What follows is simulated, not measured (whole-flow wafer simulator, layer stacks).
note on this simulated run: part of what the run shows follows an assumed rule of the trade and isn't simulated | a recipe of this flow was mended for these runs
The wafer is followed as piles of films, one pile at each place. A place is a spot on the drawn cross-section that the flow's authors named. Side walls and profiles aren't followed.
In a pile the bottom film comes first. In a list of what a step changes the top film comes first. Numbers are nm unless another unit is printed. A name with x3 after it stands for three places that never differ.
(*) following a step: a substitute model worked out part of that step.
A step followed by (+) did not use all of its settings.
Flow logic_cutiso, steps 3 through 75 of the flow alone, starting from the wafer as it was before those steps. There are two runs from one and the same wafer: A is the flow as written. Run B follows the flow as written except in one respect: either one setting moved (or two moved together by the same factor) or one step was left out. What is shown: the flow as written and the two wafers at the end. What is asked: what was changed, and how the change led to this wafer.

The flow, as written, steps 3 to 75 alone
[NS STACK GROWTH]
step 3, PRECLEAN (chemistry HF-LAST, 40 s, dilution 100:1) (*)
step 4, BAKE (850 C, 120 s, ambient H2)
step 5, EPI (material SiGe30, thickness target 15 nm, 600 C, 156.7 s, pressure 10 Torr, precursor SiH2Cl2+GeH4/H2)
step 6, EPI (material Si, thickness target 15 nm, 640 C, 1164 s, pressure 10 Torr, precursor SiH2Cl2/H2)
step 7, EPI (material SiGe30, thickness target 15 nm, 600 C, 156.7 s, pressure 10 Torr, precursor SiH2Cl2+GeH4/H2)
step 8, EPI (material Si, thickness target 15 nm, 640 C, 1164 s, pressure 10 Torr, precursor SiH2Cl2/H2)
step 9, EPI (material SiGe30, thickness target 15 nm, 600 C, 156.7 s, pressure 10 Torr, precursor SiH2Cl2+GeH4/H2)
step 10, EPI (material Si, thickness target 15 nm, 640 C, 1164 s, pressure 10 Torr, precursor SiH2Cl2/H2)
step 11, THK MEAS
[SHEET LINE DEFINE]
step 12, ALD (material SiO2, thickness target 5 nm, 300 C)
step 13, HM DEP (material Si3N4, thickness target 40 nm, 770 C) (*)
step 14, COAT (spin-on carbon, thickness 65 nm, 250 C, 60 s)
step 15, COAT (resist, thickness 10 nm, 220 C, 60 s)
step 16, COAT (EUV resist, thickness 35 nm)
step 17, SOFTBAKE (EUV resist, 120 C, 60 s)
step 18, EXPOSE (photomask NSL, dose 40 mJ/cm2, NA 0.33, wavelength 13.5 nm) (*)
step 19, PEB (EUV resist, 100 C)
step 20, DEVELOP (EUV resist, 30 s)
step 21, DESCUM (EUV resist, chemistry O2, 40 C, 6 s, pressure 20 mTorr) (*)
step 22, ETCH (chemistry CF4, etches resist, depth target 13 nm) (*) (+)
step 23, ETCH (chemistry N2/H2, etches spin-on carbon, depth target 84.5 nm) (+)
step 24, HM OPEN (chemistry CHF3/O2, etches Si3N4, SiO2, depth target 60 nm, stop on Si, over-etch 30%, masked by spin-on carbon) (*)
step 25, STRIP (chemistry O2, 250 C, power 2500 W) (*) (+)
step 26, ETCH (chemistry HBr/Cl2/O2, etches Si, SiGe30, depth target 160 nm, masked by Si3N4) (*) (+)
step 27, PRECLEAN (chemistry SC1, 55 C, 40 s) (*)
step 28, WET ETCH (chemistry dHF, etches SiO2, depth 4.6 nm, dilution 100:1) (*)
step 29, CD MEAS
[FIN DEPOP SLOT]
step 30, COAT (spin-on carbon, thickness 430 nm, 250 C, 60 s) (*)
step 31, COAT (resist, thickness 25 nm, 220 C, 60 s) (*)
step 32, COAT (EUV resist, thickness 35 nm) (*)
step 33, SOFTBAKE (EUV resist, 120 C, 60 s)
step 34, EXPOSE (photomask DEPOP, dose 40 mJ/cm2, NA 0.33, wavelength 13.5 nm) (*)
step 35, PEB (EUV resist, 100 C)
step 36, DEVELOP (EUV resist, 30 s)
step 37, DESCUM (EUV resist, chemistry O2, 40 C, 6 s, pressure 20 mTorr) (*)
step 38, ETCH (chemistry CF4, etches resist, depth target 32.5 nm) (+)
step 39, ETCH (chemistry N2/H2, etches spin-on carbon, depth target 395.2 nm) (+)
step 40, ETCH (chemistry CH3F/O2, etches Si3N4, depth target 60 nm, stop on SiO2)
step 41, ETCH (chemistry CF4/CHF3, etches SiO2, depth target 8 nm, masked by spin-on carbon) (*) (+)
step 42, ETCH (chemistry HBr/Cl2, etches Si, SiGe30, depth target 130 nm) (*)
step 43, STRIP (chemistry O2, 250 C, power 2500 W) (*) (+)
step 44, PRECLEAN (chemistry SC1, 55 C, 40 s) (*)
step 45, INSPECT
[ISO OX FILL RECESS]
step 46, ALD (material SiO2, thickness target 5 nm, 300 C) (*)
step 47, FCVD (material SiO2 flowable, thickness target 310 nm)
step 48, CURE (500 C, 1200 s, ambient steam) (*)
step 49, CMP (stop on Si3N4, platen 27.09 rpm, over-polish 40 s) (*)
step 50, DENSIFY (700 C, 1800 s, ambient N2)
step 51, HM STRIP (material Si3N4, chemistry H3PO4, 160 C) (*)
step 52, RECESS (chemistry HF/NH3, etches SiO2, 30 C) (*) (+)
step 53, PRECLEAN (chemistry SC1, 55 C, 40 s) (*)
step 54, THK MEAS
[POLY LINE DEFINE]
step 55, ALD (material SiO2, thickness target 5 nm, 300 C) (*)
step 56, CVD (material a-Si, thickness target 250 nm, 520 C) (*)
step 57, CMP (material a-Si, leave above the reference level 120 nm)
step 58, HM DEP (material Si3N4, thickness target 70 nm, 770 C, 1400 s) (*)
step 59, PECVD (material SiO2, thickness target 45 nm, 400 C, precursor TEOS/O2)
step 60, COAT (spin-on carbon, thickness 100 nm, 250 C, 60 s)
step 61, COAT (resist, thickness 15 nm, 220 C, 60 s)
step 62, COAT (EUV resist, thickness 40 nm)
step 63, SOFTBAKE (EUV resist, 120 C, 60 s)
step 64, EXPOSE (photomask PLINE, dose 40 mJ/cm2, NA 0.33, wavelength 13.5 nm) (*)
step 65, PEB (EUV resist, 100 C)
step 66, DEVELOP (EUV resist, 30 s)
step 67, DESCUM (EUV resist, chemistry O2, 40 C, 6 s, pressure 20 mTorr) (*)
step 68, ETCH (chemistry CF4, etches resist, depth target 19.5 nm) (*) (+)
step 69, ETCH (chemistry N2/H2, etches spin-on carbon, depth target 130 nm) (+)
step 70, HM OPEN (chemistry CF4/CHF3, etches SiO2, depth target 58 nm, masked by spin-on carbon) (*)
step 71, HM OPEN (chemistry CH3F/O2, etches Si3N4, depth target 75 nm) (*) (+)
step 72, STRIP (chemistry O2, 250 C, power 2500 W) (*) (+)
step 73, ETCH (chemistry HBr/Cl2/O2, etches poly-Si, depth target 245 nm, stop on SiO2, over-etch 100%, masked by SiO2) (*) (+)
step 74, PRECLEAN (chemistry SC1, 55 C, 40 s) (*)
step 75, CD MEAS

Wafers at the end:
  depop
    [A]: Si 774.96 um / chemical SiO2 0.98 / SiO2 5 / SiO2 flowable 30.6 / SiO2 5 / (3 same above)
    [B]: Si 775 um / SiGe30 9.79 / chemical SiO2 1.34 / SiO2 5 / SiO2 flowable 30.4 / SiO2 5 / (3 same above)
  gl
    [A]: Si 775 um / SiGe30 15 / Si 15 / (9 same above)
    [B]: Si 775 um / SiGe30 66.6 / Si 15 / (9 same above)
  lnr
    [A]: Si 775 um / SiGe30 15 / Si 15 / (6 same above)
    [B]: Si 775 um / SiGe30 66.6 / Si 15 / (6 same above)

Cause: step 5, EPI: 679 C was run, whereas the flow has 600 C.

How this came from the change, step by step:
  step 5, EPI (material SiGe30, thickness target 15 nm, 600 C, 156.7 s, pressure 10 Torr, precursor SiH2Cl2+GeH4/H2)
      depop, dpovl, gfld and 19 more: A +15 SiGe30 (new film) | B +66.6 SiGe30 (new film)
  step 26, ETCH (chemistry HBr/Cl2/O2, etches Si, SiGe30, depth target 160 nm, masked by Si3N4) (*) (+)
      dpovl, gfld, gxf, iso, isow, lnri, nsgap: A -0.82 chemical SiO2 (all of it), -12 Si (all of it), -15 SiGe30 (all of it), -15 Si (all of it), -15 SiGe30 (all of it), -15 Si (all of it), -15 SiGe30 (all of it), -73 Si | B -0.82 chemical SiO2 (all of it), -12 Si (all of it), -15 SiGe30 (all of it), -15 Si (all of it), -15 SiGe30 (all of it), -15 Si (all of it), -66.6 SiGe30 (all of it), -21.4 Si
  step 42, ETCH (chemistry HBr/Cl2, etches Si, SiGe30, depth target 130 nm) (*)
      depop: A -13.8 Si (all of it), -15 SiGe30 (all of it), -15 Si (all of it), -15 SiGe30 (all of it), -15 Si (all of it), -15 SiGe30 (all of it), -41.2 Si | B -13.8 Si (all of it), -15 SiGe30 (all of it), -15 Si (all of it), -15 SiGe30 (all of it), -15 Si (all of it), -56.2 SiGe30
  step 43, STRIP (chemistry O2, 250 C, power 2500 W) (*) (+)
      depop: A +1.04 chemical SiO2 (new film), -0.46 Si | B +1.41 chemical SiO2 (new film), -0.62 SiGe30
